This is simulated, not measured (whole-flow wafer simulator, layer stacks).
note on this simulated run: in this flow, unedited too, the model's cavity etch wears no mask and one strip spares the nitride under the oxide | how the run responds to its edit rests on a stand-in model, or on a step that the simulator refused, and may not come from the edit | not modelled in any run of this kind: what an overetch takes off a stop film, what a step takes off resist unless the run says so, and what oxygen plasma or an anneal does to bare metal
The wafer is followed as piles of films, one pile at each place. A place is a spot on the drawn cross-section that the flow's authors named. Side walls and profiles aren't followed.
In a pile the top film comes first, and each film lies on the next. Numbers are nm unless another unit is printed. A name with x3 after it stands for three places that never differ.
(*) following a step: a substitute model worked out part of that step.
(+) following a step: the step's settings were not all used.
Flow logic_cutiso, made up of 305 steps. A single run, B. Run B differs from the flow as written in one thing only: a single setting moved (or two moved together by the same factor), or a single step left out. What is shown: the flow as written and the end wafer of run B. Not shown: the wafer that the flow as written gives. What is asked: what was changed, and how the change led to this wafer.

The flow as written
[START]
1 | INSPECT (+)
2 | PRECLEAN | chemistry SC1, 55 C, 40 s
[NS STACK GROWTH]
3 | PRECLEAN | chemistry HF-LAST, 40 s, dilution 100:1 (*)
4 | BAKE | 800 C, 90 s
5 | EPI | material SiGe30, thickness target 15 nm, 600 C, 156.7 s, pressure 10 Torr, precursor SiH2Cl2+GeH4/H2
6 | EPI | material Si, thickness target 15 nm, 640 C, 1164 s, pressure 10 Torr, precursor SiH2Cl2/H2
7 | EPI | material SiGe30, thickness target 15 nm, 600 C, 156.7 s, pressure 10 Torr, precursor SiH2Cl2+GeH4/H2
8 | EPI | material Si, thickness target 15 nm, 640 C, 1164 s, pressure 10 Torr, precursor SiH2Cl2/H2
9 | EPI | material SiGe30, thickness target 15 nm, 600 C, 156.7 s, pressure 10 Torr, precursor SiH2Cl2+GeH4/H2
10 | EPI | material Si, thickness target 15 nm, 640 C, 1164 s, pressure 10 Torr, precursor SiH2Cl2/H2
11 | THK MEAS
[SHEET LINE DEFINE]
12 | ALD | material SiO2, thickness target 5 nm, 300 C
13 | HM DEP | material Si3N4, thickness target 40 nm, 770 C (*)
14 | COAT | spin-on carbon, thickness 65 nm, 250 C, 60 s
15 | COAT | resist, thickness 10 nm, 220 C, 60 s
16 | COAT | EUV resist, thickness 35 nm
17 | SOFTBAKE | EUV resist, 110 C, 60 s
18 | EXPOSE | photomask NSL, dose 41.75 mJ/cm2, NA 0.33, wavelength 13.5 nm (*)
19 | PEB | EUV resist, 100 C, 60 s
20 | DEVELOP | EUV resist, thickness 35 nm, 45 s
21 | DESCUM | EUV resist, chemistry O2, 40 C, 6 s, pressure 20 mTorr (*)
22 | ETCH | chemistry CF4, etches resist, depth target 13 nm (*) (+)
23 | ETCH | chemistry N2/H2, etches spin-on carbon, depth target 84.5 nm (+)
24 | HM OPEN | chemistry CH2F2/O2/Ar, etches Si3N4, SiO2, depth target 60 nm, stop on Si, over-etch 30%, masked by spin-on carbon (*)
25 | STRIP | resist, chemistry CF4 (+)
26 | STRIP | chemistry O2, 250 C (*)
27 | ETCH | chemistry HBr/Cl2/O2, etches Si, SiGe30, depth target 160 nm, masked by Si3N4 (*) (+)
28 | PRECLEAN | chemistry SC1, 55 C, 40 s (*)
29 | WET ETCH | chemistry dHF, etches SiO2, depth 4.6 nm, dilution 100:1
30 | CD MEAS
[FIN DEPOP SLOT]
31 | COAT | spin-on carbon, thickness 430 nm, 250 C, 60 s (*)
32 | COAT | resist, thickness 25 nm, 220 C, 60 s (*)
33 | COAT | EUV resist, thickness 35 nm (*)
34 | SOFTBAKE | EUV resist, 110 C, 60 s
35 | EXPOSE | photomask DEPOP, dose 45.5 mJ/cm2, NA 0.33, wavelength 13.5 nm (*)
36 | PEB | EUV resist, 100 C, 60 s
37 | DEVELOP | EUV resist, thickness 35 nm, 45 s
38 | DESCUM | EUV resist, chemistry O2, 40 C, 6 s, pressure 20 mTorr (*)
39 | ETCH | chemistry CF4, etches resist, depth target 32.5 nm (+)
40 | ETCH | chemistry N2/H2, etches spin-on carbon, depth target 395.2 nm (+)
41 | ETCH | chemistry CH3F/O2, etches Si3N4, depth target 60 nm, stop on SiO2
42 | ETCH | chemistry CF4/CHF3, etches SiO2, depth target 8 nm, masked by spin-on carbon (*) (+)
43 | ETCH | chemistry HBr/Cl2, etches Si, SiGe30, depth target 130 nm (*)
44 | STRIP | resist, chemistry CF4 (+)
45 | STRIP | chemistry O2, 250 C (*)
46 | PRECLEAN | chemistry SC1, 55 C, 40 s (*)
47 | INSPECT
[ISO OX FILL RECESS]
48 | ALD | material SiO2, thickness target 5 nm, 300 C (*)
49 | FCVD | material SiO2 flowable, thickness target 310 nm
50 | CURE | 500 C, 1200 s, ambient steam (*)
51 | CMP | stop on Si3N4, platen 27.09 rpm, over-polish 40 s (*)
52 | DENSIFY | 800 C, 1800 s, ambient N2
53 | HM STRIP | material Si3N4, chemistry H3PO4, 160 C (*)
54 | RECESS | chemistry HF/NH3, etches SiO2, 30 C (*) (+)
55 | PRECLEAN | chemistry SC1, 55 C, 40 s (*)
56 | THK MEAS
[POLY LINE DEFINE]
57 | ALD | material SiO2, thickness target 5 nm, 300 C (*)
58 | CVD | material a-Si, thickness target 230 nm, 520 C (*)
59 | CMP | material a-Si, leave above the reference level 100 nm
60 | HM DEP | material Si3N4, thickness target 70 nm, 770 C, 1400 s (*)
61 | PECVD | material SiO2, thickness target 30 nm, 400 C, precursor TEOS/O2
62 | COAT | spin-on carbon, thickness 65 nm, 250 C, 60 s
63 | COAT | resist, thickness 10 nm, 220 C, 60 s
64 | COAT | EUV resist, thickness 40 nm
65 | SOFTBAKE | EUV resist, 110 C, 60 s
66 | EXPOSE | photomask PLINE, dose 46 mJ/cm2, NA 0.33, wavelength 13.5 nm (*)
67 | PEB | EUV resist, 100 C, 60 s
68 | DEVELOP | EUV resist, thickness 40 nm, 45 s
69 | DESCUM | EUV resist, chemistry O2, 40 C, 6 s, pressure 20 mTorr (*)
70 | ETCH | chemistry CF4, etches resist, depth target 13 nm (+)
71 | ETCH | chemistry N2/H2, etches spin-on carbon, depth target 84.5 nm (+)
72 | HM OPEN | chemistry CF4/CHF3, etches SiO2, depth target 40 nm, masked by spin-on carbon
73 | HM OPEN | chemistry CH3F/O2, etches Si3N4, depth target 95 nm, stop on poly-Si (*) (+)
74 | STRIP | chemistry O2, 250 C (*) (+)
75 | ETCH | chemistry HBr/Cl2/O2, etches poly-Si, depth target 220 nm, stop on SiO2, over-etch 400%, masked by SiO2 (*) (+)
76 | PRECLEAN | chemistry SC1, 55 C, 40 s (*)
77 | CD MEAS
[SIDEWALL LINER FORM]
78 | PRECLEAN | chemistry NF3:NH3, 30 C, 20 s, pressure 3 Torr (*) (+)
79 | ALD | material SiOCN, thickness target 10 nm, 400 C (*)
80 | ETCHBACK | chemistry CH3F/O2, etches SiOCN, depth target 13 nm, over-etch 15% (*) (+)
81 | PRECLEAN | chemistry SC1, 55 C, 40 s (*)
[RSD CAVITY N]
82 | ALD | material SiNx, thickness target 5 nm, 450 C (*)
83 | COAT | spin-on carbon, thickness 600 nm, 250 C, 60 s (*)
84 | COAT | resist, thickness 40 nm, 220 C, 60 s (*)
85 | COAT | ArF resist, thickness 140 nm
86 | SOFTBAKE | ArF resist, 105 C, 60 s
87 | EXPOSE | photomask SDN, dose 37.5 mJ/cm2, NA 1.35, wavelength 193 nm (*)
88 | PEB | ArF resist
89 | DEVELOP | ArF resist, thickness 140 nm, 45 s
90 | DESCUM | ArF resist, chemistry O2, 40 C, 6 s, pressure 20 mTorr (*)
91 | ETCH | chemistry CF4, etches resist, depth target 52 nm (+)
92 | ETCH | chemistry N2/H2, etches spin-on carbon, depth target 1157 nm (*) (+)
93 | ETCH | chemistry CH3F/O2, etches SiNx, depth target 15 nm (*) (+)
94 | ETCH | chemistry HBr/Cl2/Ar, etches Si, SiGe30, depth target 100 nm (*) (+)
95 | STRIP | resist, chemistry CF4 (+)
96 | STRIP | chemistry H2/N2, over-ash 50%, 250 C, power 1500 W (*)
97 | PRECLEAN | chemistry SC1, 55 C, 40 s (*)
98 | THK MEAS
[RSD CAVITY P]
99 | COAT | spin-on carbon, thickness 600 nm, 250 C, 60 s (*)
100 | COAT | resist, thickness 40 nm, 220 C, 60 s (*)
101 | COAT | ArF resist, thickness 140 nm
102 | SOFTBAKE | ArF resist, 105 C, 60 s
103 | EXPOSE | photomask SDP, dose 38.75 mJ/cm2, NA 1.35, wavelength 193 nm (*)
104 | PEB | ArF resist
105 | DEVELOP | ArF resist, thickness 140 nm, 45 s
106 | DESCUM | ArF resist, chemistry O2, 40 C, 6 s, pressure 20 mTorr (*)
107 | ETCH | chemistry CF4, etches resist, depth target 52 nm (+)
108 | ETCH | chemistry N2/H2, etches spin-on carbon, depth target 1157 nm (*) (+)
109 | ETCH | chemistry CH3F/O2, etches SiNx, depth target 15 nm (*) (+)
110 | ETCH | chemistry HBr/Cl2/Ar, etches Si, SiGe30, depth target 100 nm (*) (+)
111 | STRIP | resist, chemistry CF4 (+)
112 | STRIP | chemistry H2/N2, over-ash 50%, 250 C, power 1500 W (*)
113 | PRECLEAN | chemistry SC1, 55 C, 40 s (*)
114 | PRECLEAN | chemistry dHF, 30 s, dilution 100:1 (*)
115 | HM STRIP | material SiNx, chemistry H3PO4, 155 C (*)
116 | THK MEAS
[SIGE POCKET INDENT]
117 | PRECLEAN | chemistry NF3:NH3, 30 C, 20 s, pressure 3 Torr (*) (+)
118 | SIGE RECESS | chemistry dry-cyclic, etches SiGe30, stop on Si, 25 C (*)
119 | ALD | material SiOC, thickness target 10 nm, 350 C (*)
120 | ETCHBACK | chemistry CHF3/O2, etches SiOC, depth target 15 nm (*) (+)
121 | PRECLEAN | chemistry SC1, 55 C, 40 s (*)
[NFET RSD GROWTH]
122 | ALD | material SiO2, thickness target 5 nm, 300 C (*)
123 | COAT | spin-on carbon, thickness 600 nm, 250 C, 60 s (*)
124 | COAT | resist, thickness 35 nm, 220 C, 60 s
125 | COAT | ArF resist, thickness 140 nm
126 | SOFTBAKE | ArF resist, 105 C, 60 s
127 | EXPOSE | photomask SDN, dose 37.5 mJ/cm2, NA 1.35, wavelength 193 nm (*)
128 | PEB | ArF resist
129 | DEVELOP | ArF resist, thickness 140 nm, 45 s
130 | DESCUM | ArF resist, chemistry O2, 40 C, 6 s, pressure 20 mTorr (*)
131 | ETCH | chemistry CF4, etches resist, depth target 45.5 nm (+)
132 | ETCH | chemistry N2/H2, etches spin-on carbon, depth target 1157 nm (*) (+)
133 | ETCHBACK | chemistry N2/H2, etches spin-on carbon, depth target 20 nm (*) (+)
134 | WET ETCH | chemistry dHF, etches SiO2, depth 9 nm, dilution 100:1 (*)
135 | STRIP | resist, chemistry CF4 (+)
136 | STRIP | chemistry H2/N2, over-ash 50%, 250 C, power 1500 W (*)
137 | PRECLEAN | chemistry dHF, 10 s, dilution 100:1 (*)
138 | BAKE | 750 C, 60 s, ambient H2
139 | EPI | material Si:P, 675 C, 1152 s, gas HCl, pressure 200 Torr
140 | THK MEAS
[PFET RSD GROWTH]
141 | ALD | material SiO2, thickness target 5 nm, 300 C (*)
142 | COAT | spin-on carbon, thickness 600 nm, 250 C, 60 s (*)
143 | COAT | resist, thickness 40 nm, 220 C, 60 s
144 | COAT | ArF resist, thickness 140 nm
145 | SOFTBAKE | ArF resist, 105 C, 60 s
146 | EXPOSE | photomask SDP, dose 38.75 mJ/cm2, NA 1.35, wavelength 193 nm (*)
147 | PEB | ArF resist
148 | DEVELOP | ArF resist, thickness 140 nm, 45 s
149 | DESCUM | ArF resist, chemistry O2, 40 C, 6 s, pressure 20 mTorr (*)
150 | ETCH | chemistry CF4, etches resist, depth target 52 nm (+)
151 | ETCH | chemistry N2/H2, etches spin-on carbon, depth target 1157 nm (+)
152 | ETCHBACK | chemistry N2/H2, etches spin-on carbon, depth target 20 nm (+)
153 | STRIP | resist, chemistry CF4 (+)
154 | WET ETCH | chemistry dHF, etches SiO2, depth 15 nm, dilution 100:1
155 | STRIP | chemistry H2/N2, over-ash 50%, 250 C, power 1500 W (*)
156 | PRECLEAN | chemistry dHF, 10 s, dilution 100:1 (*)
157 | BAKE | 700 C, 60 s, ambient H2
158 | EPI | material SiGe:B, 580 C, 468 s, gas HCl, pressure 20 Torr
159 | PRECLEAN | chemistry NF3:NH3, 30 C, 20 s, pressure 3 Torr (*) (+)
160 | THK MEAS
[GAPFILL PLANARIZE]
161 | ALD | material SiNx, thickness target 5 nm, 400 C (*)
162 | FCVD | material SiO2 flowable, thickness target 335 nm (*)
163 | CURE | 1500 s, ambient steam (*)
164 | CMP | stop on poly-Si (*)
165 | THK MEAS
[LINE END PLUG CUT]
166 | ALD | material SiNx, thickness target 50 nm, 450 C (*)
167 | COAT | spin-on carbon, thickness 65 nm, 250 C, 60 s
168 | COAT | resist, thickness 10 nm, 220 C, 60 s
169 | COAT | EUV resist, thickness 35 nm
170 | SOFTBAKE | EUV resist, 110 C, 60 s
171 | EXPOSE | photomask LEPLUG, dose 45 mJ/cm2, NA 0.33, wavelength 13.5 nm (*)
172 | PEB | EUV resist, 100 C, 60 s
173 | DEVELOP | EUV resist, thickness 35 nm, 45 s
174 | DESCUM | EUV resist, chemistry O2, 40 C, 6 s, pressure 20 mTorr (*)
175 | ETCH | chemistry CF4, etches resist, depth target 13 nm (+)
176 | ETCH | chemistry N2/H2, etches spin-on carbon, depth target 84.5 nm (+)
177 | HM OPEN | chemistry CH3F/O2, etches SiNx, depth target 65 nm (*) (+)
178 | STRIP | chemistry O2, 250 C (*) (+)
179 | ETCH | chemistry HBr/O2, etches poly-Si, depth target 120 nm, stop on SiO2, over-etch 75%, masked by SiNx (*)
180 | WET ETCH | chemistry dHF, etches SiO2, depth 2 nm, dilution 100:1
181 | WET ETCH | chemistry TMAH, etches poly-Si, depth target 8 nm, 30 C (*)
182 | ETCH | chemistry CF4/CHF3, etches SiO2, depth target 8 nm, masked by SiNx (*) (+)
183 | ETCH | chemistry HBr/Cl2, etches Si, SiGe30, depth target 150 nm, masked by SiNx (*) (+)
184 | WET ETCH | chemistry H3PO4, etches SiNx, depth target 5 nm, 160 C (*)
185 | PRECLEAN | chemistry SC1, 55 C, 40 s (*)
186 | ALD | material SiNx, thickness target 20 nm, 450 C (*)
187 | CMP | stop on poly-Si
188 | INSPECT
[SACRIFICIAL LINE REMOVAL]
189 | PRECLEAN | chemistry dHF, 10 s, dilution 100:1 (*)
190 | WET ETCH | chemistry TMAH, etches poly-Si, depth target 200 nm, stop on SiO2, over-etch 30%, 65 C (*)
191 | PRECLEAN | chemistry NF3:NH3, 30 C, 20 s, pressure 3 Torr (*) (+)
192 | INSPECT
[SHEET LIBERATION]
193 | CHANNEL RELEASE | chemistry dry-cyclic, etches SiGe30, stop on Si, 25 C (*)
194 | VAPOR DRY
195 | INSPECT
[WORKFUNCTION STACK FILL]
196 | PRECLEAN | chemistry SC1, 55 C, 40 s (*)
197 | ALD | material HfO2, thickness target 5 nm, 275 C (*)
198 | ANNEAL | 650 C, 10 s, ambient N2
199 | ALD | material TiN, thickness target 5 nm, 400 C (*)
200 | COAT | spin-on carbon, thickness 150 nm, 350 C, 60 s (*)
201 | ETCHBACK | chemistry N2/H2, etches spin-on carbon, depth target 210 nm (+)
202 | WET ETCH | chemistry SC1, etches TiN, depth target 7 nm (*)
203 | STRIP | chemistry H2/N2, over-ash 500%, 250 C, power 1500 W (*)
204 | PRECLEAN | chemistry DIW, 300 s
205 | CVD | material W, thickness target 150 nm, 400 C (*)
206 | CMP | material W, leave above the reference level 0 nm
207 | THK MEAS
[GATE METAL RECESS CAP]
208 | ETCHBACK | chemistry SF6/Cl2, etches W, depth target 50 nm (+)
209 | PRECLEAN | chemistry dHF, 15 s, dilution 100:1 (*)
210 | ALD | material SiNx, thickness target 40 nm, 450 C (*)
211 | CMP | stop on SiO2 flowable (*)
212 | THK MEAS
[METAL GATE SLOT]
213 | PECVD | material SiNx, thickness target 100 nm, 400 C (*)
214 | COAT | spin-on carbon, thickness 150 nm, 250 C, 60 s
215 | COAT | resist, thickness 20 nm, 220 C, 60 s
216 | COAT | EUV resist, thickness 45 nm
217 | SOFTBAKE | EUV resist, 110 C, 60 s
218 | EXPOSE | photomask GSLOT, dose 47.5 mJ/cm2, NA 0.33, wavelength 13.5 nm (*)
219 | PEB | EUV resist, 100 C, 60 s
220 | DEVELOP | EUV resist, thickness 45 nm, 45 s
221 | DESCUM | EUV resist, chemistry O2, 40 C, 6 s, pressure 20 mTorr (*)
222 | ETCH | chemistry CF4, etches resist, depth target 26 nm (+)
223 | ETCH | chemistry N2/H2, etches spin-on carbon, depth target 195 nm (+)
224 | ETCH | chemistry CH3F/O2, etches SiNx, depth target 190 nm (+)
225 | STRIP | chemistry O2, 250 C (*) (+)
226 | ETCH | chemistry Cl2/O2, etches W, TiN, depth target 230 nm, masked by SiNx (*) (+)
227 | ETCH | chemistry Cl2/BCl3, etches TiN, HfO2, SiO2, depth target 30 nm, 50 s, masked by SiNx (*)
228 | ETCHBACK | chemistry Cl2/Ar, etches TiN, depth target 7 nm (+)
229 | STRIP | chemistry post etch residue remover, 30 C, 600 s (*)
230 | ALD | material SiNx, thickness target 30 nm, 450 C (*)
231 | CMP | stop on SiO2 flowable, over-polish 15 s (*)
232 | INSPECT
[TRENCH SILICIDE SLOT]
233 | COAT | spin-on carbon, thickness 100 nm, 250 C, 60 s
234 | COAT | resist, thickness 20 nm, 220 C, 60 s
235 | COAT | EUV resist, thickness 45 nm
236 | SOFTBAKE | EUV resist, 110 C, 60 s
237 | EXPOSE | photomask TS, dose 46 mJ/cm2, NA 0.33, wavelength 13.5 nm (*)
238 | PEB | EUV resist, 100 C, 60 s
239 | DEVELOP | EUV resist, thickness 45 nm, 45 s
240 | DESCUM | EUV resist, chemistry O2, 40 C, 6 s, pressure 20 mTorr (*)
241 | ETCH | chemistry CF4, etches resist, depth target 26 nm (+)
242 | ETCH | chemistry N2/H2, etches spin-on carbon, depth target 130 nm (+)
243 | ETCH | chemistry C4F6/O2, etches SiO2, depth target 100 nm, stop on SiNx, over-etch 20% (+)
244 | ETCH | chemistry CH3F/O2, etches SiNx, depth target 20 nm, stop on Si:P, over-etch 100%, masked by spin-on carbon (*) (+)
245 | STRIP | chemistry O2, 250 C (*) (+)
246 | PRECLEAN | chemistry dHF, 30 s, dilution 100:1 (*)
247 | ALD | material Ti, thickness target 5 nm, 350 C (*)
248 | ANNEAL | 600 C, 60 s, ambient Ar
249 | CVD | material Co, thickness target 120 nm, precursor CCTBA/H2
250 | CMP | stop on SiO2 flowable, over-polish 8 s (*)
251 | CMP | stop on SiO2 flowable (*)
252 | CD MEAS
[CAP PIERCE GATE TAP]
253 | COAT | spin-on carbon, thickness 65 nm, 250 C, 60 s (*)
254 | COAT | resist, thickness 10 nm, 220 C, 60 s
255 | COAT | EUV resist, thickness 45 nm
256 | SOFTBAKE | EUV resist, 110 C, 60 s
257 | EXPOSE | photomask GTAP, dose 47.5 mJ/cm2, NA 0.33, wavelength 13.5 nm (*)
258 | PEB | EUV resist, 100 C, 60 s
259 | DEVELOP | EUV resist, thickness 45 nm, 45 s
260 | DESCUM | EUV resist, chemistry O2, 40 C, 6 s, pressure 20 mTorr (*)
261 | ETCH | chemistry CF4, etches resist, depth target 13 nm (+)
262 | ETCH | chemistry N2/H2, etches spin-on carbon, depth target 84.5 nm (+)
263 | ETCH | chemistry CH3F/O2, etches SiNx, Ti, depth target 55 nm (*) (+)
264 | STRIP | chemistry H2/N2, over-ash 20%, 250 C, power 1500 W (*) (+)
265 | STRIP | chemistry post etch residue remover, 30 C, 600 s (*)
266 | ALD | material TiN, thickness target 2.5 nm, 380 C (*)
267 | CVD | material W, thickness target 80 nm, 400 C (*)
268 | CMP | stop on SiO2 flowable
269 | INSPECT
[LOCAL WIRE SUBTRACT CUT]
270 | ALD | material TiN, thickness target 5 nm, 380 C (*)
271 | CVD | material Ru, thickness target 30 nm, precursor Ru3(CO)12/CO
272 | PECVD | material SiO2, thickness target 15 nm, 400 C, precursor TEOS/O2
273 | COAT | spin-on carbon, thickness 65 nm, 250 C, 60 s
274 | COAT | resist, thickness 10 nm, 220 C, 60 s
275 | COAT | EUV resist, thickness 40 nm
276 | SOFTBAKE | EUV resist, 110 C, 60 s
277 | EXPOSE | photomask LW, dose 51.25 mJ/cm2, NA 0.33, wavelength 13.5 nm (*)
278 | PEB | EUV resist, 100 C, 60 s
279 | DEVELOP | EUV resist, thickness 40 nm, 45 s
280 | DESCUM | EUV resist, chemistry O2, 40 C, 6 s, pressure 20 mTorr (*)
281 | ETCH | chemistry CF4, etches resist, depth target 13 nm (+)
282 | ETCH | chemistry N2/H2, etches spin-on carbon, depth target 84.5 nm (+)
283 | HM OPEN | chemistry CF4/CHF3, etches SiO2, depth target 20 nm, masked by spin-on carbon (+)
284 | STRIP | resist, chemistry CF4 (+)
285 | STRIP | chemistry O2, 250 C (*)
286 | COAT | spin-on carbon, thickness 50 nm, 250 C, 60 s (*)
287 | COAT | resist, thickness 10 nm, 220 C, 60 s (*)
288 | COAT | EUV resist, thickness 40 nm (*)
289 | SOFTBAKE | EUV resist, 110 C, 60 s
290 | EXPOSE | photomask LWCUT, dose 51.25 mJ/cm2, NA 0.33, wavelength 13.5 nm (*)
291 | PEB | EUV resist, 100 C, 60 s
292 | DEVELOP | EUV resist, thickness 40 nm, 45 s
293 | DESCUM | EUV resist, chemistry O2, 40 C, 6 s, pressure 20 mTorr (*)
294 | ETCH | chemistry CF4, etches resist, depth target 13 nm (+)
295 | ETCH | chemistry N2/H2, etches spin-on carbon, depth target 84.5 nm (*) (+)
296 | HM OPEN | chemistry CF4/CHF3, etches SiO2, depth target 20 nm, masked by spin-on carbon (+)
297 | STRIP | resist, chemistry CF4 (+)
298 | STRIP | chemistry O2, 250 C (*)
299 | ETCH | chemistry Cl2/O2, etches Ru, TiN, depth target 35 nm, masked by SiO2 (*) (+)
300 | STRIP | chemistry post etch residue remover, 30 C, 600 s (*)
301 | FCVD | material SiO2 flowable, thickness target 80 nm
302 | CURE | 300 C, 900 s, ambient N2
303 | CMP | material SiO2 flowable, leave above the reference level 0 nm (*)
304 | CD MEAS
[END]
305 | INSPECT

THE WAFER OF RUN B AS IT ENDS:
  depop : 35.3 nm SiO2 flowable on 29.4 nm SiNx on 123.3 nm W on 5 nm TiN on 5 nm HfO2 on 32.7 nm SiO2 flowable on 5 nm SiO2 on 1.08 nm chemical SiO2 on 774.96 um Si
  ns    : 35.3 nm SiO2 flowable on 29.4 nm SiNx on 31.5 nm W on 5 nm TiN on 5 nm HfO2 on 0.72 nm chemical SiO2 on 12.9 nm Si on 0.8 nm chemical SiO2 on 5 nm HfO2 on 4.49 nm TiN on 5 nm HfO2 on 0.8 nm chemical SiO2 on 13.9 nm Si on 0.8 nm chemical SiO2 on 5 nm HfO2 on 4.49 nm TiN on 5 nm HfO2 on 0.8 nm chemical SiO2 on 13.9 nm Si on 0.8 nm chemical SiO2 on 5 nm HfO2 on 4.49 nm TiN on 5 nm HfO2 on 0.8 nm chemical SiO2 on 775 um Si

The reason: step 201, ETCHBACK: depth target 94.5 nm was run, though the flow has depth target 210 nm.

Step by step, how the change led to this:
  201 | ETCHBACK | chemistry N2/H2, etches spin-on carbon, depth target 210 nm (+)
      lnr, lnrp: -94.5 spin-on carbon (as written it would have been: -133.9 spin-on carbon (all of it))
      rsdn, rsdw: -94.5 spin-on carbon (as written it would have been: -145.8 spin-on carbon (all of it))
      (as well as at 18 more places)
  202 | WET ETCH | chemistry SC1, etches TiN, depth target 7 nm (*)
      depop, dpovl, iso and 12 more: -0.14 spin-on carbon (as written it would have been: -5 TiN (all of it))
  203 | STRIP | chemistry H2/N2, over-ash 500%, 250 C, power 1500 W (*)
      depop, dpovl: -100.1 spin-on carbon (all of it) (as written it would have been: nothing)
      lnr, lnrp: -39.3 spin-on carbon (all of it) (as written it would have been: nothing)
      (as well as at 18 more places)
  206 | CMP | material W, leave above the reference level 0 nm
      lnr, lnri, lnrp, lnrt: -150 W (all of it), -5 TiN (all of it), -5 HfO2 (all of it), -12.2 SiOCN (as written it would have been: -150 W (all of it), -5 HfO2 (all of it), -12.2 SiOCN)
      rsdn, rsdp, rsdw, rsdx: -162.2 W (all of it), -5 TiN (all of it), -5 HfO2 (all of it) (as written it would have been: -162.2 W (all of it), -5 HfO2 (all of it))
      (as well as at 14 more places)
